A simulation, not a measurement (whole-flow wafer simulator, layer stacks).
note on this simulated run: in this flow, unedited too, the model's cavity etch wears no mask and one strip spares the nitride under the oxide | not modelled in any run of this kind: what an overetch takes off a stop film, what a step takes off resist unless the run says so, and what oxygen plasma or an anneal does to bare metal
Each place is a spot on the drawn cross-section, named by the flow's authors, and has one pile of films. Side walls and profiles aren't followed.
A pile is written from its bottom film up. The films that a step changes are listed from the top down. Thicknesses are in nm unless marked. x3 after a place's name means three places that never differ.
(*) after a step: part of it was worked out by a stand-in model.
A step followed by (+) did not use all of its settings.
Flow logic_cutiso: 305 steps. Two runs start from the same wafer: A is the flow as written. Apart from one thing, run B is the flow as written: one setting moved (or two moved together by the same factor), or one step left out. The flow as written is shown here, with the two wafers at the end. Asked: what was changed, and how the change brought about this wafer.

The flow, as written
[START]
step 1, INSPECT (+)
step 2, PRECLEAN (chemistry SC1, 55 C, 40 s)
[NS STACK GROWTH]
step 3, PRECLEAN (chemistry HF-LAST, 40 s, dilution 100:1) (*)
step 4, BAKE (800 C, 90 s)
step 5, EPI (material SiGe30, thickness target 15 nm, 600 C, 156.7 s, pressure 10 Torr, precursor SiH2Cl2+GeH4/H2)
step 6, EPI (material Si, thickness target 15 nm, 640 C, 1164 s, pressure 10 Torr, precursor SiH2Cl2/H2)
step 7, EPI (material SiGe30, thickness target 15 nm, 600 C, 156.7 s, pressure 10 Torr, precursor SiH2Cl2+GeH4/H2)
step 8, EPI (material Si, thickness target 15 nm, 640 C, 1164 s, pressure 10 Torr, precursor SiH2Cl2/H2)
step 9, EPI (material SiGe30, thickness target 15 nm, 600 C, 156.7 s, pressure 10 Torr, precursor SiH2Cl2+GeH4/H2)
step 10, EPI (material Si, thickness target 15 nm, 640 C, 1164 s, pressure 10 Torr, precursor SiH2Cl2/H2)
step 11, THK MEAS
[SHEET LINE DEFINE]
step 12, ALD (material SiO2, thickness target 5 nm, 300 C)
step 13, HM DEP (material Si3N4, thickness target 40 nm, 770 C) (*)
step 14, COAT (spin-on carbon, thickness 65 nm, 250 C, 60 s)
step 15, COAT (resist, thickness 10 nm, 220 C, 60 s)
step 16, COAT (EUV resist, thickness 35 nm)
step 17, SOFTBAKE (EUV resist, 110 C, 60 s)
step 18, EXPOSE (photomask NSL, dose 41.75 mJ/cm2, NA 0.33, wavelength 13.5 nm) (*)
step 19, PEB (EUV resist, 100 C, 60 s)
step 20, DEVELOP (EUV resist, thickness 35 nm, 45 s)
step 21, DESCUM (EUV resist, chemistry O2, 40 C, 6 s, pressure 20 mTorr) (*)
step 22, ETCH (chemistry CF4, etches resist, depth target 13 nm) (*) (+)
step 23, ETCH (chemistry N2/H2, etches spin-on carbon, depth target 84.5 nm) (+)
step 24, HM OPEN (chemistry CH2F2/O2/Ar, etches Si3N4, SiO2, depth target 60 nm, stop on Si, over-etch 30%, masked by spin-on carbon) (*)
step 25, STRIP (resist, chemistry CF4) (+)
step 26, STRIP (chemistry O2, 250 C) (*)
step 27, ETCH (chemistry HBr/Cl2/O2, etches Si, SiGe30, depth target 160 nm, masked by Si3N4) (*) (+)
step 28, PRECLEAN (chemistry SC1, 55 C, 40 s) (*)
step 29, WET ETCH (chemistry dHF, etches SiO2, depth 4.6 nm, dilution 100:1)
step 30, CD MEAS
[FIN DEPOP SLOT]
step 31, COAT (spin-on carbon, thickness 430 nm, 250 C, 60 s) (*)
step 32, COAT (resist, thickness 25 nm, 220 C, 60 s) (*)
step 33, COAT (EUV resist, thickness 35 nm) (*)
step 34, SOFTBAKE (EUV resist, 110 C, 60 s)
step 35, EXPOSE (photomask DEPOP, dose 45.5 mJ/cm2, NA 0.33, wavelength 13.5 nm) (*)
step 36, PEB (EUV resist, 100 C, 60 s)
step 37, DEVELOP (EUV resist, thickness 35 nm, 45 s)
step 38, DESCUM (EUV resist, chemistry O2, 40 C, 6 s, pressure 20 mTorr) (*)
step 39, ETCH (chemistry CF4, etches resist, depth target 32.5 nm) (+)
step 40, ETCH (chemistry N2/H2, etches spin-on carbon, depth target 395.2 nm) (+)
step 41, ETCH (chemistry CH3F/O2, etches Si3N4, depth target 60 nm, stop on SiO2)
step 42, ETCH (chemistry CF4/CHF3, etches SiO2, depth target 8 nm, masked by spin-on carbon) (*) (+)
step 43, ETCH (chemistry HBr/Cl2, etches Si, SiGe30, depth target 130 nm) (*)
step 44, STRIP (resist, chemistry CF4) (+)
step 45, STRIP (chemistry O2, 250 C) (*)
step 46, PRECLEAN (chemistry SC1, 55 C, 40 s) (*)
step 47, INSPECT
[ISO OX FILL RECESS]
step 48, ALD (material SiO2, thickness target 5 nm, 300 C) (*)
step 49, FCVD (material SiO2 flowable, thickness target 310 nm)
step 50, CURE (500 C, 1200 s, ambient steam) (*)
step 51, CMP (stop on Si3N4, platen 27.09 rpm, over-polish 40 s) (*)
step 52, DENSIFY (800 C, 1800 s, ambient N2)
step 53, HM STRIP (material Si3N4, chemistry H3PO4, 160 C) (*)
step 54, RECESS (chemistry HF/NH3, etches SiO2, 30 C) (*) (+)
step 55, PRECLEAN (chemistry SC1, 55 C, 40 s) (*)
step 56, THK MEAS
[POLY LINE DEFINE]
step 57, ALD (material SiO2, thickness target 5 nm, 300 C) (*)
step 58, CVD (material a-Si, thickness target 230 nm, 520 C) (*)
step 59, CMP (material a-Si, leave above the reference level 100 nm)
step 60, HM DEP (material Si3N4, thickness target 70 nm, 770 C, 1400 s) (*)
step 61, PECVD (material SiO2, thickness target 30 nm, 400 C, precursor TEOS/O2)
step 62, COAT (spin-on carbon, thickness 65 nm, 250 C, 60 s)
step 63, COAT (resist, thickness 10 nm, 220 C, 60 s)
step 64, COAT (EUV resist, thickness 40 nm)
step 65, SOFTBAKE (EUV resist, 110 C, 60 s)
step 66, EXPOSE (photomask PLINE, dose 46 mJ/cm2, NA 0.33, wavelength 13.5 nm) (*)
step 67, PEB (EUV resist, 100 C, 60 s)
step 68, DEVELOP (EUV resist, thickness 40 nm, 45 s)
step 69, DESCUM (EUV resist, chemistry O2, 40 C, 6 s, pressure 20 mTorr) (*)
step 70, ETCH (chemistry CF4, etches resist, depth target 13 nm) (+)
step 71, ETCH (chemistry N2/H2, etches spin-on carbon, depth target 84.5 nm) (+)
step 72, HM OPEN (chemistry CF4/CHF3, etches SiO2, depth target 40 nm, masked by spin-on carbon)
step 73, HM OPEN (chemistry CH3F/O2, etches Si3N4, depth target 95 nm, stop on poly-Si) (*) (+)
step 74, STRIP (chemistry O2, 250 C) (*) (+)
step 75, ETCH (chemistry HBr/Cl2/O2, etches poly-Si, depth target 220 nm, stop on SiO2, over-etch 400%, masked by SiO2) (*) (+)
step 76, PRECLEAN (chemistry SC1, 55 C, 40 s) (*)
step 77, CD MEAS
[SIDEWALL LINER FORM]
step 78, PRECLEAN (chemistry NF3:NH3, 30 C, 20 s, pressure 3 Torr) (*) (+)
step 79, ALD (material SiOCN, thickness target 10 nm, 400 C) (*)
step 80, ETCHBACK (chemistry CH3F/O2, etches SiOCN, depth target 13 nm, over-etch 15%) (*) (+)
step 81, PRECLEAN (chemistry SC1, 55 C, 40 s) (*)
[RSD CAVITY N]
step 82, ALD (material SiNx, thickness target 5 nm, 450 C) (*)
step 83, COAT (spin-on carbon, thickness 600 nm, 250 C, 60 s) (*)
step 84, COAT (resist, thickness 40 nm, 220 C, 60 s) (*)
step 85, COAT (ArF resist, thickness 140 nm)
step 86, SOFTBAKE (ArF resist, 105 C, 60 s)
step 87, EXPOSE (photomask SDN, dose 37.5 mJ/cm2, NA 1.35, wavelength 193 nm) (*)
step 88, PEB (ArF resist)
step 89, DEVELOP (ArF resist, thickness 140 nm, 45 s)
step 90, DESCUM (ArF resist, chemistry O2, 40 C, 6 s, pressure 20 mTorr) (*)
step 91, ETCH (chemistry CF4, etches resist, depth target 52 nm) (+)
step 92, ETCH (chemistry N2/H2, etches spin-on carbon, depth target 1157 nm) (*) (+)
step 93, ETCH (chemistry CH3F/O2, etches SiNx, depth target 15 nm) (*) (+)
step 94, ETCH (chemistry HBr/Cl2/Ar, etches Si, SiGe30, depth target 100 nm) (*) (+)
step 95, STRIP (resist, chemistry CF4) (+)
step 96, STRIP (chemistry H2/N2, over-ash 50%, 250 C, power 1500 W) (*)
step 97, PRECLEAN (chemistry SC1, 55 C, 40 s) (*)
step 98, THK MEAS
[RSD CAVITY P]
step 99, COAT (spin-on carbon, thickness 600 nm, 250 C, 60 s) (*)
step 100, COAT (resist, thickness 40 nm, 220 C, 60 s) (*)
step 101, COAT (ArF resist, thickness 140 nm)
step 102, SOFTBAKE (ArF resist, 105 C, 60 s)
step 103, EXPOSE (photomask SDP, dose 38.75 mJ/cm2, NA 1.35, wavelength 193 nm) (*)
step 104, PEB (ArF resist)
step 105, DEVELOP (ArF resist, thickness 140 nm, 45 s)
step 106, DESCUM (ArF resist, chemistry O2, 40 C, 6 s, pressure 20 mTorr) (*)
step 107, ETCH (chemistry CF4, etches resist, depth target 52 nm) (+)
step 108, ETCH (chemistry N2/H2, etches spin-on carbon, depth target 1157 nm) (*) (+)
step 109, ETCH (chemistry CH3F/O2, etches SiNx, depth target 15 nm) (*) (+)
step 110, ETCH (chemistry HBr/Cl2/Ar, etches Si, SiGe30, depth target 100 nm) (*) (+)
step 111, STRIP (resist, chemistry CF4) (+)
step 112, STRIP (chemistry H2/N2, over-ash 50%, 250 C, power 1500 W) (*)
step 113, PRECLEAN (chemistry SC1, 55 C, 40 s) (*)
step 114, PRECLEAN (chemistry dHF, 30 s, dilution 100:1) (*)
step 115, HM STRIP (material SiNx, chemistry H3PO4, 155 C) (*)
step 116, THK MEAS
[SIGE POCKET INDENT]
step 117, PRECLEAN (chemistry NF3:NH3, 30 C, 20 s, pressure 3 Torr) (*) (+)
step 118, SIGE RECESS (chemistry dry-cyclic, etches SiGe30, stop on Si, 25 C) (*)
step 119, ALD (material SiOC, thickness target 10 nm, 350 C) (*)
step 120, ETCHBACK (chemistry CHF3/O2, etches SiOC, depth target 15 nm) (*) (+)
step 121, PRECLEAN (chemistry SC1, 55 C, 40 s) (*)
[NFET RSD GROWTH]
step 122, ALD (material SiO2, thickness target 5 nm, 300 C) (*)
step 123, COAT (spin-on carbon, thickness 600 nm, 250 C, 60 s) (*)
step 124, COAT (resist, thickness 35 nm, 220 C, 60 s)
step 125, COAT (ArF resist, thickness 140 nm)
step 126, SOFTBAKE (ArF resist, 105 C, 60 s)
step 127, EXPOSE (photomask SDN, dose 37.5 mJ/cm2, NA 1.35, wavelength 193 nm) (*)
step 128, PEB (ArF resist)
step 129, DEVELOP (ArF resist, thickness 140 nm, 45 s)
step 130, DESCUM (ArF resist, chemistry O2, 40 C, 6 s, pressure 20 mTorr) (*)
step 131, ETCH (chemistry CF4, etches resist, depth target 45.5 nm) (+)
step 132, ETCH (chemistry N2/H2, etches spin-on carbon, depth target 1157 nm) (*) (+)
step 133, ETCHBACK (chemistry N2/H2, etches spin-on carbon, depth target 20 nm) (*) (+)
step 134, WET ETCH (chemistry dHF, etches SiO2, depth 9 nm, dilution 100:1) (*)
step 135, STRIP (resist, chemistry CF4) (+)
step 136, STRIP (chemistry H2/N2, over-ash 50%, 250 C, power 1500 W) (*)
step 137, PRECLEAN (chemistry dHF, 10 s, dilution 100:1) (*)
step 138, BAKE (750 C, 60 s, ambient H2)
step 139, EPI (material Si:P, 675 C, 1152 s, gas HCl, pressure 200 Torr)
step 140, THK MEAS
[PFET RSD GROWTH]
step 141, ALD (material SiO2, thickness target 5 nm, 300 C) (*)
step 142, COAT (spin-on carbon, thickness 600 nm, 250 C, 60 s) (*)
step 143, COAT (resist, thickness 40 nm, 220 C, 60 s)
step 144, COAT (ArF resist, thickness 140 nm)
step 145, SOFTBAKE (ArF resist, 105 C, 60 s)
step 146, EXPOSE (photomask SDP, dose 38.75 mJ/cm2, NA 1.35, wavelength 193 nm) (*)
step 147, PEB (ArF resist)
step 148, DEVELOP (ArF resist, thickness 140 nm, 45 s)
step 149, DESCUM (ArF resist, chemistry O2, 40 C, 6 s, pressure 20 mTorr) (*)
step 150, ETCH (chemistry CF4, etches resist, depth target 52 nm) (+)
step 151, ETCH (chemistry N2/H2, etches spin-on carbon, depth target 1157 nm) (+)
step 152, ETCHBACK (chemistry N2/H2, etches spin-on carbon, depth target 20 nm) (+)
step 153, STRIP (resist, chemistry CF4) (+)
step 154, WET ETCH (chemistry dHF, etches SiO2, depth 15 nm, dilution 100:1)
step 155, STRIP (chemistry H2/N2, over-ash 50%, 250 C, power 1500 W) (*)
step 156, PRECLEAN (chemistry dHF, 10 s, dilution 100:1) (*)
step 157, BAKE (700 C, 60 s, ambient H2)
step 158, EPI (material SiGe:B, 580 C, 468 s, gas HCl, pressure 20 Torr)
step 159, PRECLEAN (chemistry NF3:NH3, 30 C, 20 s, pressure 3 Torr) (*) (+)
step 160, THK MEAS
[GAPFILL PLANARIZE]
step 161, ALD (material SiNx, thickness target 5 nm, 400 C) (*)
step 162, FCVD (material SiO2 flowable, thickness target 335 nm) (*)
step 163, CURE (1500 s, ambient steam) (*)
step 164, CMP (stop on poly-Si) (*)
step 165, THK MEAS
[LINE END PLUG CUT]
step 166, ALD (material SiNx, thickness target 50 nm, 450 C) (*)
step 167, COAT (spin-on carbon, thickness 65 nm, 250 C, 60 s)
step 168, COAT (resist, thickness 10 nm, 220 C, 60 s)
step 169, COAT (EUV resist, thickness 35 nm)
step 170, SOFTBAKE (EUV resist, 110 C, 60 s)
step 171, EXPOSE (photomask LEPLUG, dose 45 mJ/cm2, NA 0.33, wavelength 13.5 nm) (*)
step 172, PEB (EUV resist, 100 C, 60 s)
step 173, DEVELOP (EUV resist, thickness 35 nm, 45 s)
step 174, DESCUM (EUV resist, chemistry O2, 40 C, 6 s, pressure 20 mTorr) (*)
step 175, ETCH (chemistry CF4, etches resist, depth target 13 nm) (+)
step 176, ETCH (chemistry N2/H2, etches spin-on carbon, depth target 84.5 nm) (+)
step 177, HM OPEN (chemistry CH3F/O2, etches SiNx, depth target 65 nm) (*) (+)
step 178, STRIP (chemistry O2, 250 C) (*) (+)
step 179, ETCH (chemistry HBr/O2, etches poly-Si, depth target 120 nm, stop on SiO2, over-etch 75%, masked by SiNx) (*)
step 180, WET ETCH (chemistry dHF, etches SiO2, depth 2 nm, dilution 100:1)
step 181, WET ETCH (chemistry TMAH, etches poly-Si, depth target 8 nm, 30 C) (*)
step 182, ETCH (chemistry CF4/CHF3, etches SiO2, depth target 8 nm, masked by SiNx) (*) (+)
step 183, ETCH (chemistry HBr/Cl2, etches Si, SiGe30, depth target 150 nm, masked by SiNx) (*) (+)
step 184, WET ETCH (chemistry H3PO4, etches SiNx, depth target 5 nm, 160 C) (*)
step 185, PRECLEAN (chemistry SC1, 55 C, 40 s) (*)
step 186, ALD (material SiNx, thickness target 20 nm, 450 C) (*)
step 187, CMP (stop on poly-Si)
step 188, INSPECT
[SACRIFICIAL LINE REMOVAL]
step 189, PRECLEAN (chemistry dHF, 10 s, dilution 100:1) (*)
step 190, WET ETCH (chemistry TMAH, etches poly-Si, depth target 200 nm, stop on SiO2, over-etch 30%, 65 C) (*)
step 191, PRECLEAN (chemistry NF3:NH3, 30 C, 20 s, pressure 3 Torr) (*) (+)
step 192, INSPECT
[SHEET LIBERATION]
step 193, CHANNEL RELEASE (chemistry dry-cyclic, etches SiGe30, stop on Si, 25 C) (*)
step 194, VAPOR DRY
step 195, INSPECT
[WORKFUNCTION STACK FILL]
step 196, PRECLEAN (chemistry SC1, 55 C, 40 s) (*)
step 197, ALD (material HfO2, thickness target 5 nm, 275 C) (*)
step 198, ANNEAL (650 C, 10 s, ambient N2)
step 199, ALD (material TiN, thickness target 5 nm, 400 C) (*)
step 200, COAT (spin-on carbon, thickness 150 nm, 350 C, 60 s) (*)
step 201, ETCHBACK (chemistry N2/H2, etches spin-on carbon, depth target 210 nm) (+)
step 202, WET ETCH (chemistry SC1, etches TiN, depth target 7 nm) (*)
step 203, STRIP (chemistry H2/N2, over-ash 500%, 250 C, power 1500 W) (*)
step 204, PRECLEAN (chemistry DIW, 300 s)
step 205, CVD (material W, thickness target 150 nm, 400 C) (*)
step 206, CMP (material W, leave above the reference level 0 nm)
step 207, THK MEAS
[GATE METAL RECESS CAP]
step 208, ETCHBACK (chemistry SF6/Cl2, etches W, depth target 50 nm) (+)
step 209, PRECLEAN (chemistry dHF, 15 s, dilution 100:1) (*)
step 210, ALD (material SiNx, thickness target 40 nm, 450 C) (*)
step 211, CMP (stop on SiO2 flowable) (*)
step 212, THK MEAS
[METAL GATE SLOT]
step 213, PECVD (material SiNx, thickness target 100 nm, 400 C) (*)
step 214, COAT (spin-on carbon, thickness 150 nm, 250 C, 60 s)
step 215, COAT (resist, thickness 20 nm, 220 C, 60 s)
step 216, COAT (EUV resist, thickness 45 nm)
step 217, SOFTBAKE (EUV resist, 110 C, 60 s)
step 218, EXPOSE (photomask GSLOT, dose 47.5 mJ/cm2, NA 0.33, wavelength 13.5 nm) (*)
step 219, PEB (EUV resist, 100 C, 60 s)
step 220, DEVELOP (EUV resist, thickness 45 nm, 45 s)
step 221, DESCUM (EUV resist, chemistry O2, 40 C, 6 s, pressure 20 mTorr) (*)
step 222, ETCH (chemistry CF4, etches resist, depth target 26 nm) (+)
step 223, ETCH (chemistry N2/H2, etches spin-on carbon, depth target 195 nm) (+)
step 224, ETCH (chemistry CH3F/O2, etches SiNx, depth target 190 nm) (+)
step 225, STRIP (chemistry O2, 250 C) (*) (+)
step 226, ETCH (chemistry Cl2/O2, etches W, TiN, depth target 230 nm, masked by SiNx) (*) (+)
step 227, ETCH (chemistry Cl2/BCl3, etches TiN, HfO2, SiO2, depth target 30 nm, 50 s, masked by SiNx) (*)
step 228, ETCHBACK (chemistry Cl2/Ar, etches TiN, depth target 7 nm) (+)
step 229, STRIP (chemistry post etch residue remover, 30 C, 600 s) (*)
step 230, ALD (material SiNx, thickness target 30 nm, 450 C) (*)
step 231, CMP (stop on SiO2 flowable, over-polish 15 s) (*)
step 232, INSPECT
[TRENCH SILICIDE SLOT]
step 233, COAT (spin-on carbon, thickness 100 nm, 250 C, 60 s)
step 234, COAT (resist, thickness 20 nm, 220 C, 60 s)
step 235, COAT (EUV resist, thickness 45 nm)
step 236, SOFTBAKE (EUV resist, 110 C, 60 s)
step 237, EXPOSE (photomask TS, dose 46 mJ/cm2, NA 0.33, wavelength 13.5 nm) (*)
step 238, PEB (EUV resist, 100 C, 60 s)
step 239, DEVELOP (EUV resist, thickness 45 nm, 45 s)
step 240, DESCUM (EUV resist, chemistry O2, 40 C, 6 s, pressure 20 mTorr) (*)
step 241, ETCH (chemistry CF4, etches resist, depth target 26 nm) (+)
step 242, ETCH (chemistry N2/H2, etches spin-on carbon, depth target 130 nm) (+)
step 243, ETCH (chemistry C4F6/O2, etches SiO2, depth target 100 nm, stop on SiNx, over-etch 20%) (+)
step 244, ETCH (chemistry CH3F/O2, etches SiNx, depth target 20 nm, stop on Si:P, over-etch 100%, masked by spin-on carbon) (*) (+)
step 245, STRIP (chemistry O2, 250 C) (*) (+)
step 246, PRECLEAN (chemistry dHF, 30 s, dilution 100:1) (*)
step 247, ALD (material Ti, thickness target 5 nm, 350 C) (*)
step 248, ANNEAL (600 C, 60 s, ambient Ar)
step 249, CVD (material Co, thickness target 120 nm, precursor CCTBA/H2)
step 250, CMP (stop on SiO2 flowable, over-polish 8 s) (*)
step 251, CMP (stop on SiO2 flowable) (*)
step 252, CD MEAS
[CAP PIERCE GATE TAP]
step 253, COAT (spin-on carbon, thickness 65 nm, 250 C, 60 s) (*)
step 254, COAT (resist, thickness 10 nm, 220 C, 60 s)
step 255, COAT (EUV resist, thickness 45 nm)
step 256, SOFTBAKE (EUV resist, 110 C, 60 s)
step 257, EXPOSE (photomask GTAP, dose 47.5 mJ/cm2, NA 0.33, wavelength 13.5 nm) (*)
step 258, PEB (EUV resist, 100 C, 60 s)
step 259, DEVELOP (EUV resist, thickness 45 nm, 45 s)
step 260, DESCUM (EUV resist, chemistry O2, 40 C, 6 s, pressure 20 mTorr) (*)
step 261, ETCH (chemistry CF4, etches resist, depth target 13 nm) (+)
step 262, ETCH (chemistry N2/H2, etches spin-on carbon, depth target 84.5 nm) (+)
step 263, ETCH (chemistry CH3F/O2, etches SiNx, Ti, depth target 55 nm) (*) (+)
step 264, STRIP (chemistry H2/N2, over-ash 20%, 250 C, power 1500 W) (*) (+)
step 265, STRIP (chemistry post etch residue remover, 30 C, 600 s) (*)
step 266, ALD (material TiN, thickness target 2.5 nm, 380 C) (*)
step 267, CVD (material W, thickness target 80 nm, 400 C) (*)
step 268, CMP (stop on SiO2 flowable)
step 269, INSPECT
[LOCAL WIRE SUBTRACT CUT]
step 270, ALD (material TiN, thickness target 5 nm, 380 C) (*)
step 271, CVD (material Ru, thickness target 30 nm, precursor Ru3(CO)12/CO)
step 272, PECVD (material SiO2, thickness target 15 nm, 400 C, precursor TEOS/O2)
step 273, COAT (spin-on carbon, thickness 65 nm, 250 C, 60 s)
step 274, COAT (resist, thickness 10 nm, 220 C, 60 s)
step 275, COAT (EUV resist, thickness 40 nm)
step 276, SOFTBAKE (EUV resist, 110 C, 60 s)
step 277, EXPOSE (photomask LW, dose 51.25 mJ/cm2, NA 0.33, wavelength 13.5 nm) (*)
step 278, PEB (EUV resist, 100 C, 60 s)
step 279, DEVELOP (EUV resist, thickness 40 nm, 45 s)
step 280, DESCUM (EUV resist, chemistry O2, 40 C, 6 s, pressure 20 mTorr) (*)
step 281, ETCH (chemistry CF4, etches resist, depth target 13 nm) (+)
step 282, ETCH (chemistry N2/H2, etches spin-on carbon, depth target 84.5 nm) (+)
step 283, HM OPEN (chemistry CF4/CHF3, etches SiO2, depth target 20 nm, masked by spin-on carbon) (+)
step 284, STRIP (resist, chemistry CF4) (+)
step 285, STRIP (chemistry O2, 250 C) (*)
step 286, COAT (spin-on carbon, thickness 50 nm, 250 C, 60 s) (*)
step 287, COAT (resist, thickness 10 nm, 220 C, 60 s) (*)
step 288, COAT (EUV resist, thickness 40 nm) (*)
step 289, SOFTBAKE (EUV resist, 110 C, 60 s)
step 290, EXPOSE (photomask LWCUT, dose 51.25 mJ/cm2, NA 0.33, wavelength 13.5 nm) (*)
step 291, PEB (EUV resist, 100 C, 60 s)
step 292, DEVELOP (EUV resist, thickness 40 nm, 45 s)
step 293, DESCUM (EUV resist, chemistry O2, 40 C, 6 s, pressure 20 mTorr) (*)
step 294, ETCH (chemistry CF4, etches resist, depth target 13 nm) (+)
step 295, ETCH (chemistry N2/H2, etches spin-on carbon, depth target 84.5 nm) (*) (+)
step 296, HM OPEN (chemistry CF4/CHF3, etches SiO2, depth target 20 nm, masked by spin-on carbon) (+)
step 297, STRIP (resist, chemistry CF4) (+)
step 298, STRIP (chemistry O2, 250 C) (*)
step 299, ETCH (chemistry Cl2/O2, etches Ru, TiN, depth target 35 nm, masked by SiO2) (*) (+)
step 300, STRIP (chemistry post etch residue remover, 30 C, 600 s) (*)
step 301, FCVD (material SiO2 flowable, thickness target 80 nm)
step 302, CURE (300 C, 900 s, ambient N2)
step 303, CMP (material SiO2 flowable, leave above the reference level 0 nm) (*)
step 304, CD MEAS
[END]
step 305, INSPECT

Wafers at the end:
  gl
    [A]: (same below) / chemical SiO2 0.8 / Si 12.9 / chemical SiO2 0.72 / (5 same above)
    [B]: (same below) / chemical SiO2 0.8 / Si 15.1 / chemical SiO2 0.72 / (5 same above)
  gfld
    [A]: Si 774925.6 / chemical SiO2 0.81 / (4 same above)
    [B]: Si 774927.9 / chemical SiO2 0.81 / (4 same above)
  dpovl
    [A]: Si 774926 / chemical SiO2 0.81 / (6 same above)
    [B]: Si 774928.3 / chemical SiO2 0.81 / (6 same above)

Cause: step 10, EPI: thickness target 17.2 nm was run, while the flow as written has thickness target 15 nm; step 10, EPI: 1339 s was run, where the flow has 1164 s.

How this came from the change, step by step:
  step 10, EPI (material Si, thickness target 15 nm, 640 C, 1164 s, pressure 10 Torr, precursor SiH2Cl2/H2)
      depop, dpovl, gfld and 19 more: A +15 Si (new film) | B +17.3 Si (new film)
  step 27, ETCH (chemistry HBr/Cl2/O2, etches Si, SiGe30, depth target 160 nm, masked by Si3N4) (*) (+)
      gfld, gxf, iso, lnri: A -0.79 chemical SiO2 (all of it), -11.4 Si (all of it), -15 SiGe30 (all of it), -15 Si (all of it), -15 SiGe30 (all of it), -15 Si (all of it), -15 SiGe30 (all of it), -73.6 Si | B -0.79 chemical SiO2 (all of it), -13.6 Si (all of it), -15 SiGe30 (all of it), -15 Si (all of it), -15 SiGe30 (all of it), -15 Si (all of it), -15 SiGe30 (all of it), -71.4 Si
      dpovl, nsgap: A -0.79 chemical SiO2 (all of it), -11.8 Si (all of it), -15 SiGe30 (all of it), -15 Si (all of it), -15 SiGe30 (all of it), -15 Si (all of it), -15 SiGe30 (all of it), -73.2 Si | B -0.79 chemical SiO2 (all of it), -14 Si (all of it), -15 SiGe30 (all of it), -15 Si (all of it), -15 SiGe30 (all of it), -15 Si (all of it), -15 SiGe30 (all of it), -71 Si
      (as well as at 1 more place)
  step 43, ETCH (chemistry HBr/Cl2, etches Si, SiGe30, depth target 130 nm) (*)
      depop: A -14 Si (all of it), -15 SiGe30 (all of it), -15 Si (all of it), -15 SiGe30 (all of it), -15 Si (all of it), -15 SiGe30 (all of it), -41 Si | B -16.3 Si (all of it), -15 SiGe30 (all of it), -15 Si (all of it), -15 SiGe30 (all of it), -15 Si (all of it), -15 SiGe30 (all of it), -38.7 Si
  step 94, ETCH (chemistry HBr/Cl2/Ar, etches Si, SiGe30, depth target 100 nm) (*) (+)
      rsdn, rsdx: A -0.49 chemical SiO2 (all of it), -12.8 Si (all of it), -15 SiGe30 (all of it), -15 Si (all of it), -15 SiGe30 (all of it), -15 Si (all of it), -15 SiGe30 (all of it), -12.2 Si | B -0.49 chemical SiO2 (all of it), -15.1 Si (all of it), -15 SiGe30 (all of it), -15 Si (all of it), -15 SiGe30 (all of it), -15 Si (all of it), -15 SiGe30 (all of it), -9.91 Si
  step 110, ETCH (chemistry HBr/Cl2/Ar, etches Si, SiGe30, depth target 100 nm) (*) (+)
      rsdp, rsdw: A -0.49 chemical SiO2 (all of it), -12.8 Si (all of it), -15 SiGe30 (all of it), -15 Si (all of it), -15 SiGe30 (all of it), -15 Si (all of it), -15 SiGe30 (all of it), -12.2 Si | B -0.49 chemical SiO2 (all of it), -15.1 Si (all of it), -15 SiGe30 (all of it), -15 Si (all of it), -15 SiGe30 (all of it), -15 Si (all of it), -15 SiGe30 (all of it), -9.91 Si
  step 183, ETCH (chemistry HBr/Cl2, etches Si, SiGe30, depth target 150 nm, masked by SiNx) (*) (+)
      plug: A -13.6 Si (all of it), -15 SiGe30 (all of it), -15 Si (all of it), -15 SiGe30 (all of it), -15 Si (all of it), -15 SiGe30 (all of it), -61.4 Si | B -15.8 Si (all of it), -15 SiGe30 (all of it), -15 Si (all of it), -15 SiGe30 (all of it), -15 Si (all of it), -15 SiGe30 (all of it), -59.2 Si
